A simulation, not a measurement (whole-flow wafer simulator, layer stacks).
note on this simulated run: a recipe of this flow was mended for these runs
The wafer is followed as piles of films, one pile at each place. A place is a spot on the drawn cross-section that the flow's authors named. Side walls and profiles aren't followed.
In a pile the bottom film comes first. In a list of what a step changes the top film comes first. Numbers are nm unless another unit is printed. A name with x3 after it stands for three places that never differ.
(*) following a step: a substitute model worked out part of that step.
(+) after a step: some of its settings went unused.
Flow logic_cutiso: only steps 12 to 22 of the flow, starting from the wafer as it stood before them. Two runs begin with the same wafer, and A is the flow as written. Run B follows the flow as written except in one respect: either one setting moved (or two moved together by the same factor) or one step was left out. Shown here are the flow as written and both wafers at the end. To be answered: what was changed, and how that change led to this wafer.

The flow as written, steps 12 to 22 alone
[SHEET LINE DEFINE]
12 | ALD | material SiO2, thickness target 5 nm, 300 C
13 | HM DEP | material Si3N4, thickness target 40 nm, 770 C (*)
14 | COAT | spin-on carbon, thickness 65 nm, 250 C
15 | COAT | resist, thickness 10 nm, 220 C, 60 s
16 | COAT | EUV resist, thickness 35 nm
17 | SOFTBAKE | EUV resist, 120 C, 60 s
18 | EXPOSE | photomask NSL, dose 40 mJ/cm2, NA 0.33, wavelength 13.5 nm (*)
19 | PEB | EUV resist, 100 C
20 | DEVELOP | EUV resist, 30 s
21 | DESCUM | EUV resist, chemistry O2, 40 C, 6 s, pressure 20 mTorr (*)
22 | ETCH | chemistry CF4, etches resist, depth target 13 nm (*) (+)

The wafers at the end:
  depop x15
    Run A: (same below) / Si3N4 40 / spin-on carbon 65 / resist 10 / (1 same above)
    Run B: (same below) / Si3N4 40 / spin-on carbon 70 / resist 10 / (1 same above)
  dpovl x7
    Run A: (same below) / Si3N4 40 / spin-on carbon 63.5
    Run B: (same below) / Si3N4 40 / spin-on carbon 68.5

Cause: step 14, COAT: thickness 70 nm was run, while the flow as written has thickness 65 nm.
The wafer itself shows it: depop x15 has spin-on carbon 70, and step 14 as written asks for 65 nm.

The path from the change to this, step by step:
  14 | COAT | spin-on carbon, thickness 65 nm, 250 C
      depop x15, dpovl x7: A +65 spin-on carbon (new film) | B +70 spin-on carbon (new film)
